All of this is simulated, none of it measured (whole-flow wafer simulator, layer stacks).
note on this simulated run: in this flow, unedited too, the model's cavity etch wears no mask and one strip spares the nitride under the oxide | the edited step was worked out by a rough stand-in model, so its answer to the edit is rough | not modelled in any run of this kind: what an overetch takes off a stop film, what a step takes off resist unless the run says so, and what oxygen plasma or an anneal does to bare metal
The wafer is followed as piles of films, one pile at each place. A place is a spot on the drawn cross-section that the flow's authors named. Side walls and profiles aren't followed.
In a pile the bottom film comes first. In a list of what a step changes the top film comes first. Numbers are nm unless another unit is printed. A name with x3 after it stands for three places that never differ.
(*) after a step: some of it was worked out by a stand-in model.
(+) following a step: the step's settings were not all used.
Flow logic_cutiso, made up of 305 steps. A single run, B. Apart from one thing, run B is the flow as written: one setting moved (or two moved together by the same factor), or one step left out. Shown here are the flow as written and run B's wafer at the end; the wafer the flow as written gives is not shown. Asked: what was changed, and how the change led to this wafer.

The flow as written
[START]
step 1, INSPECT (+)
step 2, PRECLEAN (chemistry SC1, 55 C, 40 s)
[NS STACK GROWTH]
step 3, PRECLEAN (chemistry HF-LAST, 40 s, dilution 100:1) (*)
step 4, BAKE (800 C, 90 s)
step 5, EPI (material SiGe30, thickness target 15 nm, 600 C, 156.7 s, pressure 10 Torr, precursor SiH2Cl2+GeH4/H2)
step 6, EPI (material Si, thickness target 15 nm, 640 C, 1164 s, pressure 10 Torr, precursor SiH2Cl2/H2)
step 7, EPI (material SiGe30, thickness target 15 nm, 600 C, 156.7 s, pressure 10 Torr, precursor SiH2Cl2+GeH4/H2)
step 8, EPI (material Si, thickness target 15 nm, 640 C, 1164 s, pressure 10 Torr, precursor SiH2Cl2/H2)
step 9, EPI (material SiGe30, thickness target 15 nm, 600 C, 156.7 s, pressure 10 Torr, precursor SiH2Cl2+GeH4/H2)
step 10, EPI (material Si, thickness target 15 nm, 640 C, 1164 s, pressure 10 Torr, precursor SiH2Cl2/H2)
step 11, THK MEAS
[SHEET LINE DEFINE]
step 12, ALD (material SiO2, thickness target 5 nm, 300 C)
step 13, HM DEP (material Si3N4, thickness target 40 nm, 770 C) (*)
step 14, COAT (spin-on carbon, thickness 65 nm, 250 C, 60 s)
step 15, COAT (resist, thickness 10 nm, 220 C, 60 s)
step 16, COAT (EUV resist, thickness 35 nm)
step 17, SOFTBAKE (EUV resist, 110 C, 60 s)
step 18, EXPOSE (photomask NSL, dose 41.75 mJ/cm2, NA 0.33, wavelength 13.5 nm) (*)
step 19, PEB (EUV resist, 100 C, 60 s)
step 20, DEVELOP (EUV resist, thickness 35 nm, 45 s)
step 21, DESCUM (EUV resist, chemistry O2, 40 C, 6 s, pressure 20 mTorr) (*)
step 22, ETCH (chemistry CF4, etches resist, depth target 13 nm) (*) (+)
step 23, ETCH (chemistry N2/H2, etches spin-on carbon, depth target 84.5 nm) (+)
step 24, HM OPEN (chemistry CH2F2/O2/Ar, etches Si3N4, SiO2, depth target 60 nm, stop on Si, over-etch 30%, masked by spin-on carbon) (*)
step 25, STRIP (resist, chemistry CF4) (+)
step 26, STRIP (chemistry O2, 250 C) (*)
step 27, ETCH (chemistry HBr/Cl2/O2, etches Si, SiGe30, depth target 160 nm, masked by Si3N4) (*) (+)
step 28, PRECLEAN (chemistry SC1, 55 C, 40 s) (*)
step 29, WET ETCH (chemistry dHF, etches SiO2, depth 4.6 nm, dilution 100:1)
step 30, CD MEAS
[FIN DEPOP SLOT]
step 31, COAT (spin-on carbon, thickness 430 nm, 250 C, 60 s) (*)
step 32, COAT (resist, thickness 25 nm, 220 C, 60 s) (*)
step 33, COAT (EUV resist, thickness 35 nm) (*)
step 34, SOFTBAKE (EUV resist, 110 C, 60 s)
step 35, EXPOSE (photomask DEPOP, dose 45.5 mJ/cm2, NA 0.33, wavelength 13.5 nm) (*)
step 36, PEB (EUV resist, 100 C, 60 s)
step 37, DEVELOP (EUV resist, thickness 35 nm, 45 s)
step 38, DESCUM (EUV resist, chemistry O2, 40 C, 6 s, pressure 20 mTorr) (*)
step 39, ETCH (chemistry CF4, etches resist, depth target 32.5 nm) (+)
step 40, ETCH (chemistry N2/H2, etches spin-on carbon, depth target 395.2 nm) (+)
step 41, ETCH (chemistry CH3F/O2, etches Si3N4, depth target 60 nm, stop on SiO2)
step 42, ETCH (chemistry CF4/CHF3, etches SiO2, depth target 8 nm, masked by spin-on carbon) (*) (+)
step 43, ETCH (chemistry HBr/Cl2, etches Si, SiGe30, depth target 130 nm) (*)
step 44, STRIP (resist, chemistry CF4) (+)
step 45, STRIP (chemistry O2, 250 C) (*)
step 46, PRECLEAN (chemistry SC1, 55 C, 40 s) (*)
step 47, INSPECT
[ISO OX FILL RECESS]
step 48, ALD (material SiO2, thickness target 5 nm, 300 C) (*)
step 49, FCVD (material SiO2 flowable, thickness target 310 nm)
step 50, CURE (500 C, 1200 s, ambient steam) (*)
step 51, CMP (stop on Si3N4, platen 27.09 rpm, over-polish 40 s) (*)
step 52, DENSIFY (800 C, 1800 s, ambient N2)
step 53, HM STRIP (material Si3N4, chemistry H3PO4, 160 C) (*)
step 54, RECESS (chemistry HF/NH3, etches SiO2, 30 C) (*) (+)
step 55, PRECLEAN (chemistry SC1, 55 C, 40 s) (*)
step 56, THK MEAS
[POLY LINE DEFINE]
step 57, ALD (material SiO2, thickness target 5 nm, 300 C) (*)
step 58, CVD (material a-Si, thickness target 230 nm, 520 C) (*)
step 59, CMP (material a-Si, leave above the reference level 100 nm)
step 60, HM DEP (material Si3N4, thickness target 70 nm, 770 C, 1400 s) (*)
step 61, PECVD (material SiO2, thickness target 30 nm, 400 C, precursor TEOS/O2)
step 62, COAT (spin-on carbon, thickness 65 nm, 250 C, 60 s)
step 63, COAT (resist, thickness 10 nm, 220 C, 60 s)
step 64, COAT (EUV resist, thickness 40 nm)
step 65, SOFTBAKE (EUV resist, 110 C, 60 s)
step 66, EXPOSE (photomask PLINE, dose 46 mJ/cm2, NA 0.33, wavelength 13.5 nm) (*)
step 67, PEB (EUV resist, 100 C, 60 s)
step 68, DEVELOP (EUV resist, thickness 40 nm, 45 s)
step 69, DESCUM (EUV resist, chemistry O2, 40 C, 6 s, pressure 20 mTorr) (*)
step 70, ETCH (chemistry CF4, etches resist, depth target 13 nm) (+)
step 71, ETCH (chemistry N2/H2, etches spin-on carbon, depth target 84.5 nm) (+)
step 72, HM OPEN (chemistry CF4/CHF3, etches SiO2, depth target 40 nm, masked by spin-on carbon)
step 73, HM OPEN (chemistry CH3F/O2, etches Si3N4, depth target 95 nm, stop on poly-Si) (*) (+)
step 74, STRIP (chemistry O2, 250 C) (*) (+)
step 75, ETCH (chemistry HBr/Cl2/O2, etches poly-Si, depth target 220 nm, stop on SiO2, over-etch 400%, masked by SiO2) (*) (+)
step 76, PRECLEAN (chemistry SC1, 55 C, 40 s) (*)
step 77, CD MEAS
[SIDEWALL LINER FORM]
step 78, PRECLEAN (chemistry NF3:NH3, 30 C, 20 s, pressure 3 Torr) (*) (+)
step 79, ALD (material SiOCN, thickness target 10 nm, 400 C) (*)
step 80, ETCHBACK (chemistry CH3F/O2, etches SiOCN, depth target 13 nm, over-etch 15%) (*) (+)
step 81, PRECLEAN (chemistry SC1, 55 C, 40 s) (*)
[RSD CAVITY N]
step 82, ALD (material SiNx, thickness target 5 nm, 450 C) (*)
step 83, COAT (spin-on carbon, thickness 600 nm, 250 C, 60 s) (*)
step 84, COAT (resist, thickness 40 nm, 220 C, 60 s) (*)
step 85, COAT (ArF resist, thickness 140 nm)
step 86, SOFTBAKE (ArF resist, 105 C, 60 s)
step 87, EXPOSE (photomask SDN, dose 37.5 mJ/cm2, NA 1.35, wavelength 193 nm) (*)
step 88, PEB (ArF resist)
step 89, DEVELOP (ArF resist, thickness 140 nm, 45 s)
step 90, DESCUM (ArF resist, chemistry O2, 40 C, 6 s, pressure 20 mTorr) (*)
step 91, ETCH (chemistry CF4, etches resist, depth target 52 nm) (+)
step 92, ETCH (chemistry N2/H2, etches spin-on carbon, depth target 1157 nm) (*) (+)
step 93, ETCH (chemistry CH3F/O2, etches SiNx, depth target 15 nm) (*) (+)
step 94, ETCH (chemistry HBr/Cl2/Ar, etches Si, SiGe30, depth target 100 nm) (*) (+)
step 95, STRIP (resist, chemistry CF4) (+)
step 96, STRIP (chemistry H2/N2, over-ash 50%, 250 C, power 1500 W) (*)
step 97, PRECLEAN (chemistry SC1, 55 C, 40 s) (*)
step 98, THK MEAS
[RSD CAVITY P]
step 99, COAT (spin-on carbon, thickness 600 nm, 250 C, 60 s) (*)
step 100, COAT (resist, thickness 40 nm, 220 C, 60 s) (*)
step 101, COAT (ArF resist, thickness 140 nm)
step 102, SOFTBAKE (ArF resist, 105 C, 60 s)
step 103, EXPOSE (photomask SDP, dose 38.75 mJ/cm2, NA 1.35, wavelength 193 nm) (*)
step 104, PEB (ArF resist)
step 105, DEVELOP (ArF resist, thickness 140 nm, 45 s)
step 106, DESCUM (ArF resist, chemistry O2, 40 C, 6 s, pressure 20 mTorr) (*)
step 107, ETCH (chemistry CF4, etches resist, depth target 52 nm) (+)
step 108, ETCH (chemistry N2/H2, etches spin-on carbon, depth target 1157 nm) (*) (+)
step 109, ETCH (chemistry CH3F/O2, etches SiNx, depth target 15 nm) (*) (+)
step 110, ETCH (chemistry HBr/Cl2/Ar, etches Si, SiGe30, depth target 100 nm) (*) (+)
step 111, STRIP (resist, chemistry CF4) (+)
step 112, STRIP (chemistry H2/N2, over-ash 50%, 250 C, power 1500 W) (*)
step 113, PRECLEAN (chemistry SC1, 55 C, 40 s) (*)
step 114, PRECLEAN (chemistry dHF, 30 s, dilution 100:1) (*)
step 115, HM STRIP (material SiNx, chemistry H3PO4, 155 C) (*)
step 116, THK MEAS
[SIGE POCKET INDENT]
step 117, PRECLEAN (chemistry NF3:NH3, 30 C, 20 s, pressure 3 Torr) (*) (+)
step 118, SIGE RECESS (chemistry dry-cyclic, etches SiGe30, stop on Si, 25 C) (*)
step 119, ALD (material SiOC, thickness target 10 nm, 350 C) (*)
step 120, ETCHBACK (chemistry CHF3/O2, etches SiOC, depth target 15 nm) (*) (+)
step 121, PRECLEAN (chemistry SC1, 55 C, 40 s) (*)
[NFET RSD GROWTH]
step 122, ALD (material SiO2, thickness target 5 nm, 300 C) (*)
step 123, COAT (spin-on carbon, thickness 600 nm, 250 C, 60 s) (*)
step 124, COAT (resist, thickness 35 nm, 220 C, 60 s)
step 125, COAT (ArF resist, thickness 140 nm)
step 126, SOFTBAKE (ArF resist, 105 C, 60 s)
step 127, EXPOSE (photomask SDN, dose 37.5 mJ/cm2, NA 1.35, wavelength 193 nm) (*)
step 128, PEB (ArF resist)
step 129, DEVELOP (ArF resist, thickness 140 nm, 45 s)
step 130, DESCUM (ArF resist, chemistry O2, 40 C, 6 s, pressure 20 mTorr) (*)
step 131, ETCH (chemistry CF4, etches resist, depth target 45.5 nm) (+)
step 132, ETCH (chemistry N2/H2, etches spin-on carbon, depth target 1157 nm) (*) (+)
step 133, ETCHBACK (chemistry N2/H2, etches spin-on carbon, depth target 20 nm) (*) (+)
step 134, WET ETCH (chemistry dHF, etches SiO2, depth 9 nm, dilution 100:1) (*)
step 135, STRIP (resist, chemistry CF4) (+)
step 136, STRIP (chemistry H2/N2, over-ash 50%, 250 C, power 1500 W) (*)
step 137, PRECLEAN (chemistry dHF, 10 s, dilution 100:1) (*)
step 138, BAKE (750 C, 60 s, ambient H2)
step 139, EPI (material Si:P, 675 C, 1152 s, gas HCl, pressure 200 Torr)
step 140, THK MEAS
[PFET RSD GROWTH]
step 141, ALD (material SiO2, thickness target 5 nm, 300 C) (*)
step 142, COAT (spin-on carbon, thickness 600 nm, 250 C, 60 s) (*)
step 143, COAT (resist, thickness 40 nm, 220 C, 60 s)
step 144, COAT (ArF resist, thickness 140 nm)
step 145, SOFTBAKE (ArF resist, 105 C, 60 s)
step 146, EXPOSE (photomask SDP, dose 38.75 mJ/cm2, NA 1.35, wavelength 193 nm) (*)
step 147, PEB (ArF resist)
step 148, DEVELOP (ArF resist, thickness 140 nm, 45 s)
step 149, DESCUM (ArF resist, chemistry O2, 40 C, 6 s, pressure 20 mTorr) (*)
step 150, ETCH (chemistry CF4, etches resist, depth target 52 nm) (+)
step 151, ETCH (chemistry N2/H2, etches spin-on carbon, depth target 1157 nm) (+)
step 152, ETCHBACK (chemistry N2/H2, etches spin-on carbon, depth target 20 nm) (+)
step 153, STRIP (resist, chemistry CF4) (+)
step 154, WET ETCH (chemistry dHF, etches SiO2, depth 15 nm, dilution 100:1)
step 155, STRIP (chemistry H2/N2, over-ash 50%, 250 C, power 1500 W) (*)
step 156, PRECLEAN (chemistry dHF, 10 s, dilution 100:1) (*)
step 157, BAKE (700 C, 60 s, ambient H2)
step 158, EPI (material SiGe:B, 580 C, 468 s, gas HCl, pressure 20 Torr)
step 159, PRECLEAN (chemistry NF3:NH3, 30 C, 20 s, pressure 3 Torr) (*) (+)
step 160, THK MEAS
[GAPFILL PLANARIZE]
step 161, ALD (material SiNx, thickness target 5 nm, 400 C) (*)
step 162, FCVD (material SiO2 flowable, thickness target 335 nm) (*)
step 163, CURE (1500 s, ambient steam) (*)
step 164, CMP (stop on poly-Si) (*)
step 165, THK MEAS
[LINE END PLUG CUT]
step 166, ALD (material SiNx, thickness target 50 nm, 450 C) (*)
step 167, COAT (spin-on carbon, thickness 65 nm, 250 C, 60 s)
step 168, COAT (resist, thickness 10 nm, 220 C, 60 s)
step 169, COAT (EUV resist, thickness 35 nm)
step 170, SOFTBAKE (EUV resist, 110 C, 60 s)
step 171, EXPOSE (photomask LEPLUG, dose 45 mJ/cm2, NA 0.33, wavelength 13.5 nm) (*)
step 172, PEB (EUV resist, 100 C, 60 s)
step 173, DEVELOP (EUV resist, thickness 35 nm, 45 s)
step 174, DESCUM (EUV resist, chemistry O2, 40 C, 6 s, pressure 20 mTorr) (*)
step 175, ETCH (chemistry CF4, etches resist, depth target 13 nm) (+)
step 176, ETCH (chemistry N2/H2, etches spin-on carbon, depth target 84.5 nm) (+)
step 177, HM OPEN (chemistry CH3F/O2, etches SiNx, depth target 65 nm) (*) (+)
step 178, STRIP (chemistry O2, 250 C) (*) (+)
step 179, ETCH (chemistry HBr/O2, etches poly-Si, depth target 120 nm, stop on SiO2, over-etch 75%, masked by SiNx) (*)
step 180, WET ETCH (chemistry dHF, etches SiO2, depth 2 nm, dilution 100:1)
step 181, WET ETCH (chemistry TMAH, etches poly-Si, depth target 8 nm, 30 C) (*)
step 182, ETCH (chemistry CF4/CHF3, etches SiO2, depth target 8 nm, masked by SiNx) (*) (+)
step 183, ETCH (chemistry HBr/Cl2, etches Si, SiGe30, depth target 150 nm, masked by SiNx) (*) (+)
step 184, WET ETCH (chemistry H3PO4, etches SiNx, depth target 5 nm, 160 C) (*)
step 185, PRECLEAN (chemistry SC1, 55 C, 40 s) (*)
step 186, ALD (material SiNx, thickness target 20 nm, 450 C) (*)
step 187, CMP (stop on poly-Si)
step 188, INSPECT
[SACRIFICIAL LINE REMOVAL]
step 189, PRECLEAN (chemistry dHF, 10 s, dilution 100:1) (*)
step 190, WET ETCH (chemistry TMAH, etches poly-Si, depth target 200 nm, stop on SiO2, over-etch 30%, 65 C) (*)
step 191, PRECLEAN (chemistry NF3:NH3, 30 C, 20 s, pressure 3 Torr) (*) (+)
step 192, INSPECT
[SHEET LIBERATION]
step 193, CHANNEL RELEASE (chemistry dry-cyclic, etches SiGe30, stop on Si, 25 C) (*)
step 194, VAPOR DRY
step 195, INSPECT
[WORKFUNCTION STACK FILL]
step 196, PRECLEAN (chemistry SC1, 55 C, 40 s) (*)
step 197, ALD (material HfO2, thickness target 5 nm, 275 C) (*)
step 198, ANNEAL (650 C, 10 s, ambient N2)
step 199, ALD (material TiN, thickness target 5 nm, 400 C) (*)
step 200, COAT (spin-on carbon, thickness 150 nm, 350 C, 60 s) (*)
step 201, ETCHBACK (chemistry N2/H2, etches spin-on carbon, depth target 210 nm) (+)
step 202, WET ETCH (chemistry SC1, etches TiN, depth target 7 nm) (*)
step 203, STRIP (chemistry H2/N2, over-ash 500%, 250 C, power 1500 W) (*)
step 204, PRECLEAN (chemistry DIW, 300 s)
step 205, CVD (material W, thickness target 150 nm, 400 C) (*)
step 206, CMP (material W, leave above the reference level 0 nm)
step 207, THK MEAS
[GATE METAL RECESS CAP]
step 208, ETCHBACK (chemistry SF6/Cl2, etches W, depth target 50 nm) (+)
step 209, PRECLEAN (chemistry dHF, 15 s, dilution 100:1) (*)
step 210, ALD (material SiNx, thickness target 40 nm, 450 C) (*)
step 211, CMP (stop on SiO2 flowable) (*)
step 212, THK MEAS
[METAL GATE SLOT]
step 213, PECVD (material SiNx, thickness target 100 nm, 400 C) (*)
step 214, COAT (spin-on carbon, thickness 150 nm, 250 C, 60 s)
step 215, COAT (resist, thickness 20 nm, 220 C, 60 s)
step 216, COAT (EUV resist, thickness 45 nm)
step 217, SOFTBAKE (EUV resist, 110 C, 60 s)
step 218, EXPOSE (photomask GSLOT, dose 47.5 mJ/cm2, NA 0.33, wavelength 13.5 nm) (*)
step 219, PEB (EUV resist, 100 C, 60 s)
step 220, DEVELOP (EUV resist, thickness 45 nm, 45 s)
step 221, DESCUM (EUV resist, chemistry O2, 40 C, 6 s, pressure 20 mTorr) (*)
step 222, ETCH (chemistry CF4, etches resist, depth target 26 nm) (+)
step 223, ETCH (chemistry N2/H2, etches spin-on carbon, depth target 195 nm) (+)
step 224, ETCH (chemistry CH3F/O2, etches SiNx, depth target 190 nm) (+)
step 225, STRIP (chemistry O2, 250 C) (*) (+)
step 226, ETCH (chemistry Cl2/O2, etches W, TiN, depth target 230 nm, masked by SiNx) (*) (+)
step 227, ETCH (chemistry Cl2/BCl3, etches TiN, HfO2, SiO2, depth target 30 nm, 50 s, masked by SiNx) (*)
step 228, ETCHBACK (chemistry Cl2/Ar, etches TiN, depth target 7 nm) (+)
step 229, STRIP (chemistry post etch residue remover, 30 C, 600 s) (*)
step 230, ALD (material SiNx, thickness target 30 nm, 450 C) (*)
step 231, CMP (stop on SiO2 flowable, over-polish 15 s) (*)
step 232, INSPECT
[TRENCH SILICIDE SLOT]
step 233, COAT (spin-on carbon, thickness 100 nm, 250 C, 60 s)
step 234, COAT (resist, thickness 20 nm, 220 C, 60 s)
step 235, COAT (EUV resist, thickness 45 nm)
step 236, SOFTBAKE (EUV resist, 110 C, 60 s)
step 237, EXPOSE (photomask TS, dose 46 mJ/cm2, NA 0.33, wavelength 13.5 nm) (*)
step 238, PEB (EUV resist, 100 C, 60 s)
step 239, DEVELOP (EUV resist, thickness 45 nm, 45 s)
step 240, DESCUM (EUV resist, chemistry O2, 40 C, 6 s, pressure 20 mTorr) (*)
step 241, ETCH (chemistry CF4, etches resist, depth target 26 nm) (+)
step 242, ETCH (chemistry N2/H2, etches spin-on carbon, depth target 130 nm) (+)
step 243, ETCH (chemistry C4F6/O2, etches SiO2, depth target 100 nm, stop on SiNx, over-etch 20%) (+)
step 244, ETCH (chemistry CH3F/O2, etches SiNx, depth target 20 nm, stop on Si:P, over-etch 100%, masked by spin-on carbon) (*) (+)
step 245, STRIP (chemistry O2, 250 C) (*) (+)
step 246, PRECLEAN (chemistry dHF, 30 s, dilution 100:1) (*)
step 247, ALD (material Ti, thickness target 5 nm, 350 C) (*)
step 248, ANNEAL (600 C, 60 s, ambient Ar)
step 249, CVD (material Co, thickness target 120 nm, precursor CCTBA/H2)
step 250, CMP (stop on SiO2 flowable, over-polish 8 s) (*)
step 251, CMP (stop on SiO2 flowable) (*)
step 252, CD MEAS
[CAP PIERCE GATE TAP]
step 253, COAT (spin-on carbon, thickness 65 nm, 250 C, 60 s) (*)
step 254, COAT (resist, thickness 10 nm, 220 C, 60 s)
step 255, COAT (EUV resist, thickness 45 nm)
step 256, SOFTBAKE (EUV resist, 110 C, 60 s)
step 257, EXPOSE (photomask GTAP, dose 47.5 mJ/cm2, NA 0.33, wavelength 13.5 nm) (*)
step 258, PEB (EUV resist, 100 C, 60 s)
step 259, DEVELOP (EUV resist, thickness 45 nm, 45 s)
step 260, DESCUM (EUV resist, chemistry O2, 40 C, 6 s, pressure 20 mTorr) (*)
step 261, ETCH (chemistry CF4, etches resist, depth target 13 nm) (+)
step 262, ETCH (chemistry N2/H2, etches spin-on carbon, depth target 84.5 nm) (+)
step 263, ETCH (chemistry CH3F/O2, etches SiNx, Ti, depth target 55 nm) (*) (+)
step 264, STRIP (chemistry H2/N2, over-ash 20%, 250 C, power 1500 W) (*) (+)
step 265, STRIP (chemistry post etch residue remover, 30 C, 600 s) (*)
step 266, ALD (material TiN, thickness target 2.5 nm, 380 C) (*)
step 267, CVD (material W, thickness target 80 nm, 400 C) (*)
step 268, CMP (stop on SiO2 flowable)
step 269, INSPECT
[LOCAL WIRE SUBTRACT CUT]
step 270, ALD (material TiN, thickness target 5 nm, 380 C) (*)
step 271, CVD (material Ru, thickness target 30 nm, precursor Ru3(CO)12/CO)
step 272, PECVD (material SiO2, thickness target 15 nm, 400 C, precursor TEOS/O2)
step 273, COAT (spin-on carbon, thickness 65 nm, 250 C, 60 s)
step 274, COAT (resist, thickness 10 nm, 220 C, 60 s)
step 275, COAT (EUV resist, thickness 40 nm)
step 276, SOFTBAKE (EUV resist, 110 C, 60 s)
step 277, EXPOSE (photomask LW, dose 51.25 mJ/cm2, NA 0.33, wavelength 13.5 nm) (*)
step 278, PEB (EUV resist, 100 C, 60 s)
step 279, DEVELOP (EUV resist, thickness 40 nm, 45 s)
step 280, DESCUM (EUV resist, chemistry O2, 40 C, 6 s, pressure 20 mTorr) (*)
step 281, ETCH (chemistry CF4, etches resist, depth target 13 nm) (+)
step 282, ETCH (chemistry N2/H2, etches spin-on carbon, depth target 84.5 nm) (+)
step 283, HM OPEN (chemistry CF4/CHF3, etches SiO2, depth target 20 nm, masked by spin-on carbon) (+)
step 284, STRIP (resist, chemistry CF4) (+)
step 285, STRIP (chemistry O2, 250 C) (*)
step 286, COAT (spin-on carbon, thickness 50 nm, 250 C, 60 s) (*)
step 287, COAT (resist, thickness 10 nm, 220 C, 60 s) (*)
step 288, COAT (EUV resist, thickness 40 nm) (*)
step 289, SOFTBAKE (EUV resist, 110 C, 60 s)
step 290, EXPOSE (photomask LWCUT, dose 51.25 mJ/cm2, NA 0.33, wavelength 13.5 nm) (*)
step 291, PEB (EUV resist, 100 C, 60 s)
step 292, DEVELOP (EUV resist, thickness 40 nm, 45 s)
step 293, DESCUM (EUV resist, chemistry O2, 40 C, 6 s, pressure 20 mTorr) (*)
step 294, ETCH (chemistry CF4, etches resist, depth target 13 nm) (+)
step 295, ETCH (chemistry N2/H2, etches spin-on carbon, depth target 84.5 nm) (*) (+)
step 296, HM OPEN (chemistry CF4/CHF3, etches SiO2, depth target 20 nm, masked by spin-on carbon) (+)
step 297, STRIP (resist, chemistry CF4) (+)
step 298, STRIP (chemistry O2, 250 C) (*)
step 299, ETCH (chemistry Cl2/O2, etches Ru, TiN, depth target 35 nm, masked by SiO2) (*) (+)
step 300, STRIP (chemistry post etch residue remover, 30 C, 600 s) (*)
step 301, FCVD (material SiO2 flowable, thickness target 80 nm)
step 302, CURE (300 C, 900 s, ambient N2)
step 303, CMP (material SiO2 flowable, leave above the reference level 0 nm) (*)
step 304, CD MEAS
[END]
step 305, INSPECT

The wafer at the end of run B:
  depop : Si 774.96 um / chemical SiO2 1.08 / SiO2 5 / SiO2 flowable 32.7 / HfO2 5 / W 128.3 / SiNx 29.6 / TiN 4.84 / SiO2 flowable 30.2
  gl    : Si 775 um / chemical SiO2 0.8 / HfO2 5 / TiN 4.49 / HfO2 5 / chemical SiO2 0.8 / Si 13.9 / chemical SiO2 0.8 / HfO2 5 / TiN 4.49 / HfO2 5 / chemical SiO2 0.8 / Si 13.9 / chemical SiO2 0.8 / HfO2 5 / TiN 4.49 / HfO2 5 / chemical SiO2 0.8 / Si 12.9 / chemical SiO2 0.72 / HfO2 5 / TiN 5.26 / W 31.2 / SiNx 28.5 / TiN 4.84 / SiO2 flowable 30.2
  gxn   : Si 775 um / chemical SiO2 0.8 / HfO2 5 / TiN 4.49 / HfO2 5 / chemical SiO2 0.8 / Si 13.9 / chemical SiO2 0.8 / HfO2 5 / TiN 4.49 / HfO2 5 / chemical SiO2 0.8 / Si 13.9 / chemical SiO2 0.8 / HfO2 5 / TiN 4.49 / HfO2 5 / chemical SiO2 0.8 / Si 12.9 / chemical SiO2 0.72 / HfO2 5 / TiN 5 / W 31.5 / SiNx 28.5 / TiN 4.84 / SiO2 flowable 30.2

The reason: step 299, ETCH: depth target 29.8 nm was run, though the flow has depth target 35 nm.

How this came from the change, step by step:
  step 299, ETCH (chemistry Cl2/O2, etches Ru, TiN, depth target 35 nm, masked by SiO2) (*) (+)
      depop, dpovl, gfld and 14 more: -29.6 Ru (all of it), -0.16 TiN (it would be, as written: -29.6 Ru (all of it), -5 TiN (all of it))
      rsdw: -29.6 Ru (all of it), -0.15 TiN (it would be, as written: -29.6 Ru (all of it), -5 TiN (all of it))
  step 301, FCVD (material SiO2 flowable, thickness target 80 nm)
      iso, rsdx: +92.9 SiO2 flowable (new film) (it would be, as written: +94.2 SiO2 flowable)
      lnrt, rsdn, rsdp, tap: +48.7 SiO2 flowable (new film) (it would be, as written: +45.3 SiO2 flowable (new film))
  step 303, CMP (material SiO2 flowable, leave above the reference level 0 nm) (*)
      gfld, gl, glp and 10 more: -62.7 SiO2 flowable (it would be, as written: -59.2 SiO2 flowable)
      depop, dpovl, isow, ns, nsgap: -49.8 SiO2 flowable (it would be, as written: -44.7 SiO2 flowable)
      (as well as at 4 more places)
If metal films that touch count as one body, depop has 2 bodies (between them, from the top down: SiNx 29.6); the flow as written gives 1 body.
If metal films that touch count as one body, gl has 5 bodies (between them, from the top down: SiNx 28.5; HfO2 5 / chemical SiO2 0.72 / Si 12.9 / chemical SiO2 0.8 / HfO2 5; HfO2 5 / chemical SiO2 0.8 / Si 13.9 / chemical SiO2 0.8 / HfO2 5; HfO2 5 / chemical SiO2 0.8 / Si 13.9 / chemical SiO2 0.8 / HfO2 5); the flow as written gives 4 bodies (between them, from the top down: HfO2 5 / chemical SiO2 0.72 / Si 12.9 / chemical SiO2 0.8 / HfO2 5; HfO2 5 / chemical SiO2 0.8 / Si 13.9 / chemical SiO2 0.8 / HfO2 5; HfO2 5 / chemical SiO2 0.8 / Si 13.9 / chemical SiO2 0.8 / HfO2 5).
If metal films that touch count as one body, gxn has 5 bodies (between them, from the top down: SiNx 28.5; HfO2 5 / chemical SiO2 0.72 / Si 12.9 / chemical SiO2 0.8 / HfO2 5; HfO2 5 / chemical SiO2 0.8 / Si 13.9 / chemical SiO2 0.8 / HfO2 5; HfO2 5 / chemical SiO2 0.8 / Si 13.9 / chemical SiO2 0.8 / HfO2 5); the flow as written gives 4 bodies (between them, from the top down: HfO2 5 / chemical SiO2 0.72 / Si 12.9 / chemical SiO2 0.8 / HfO2 5; HfO2 5 / chemical SiO2 0.8 / Si 13.9 / chemical SiO2 0.8 / HfO2 5; HfO2 5 / chemical SiO2 0.8 / Si 13.9 / chemical SiO2 0.8 / HfO2 5).
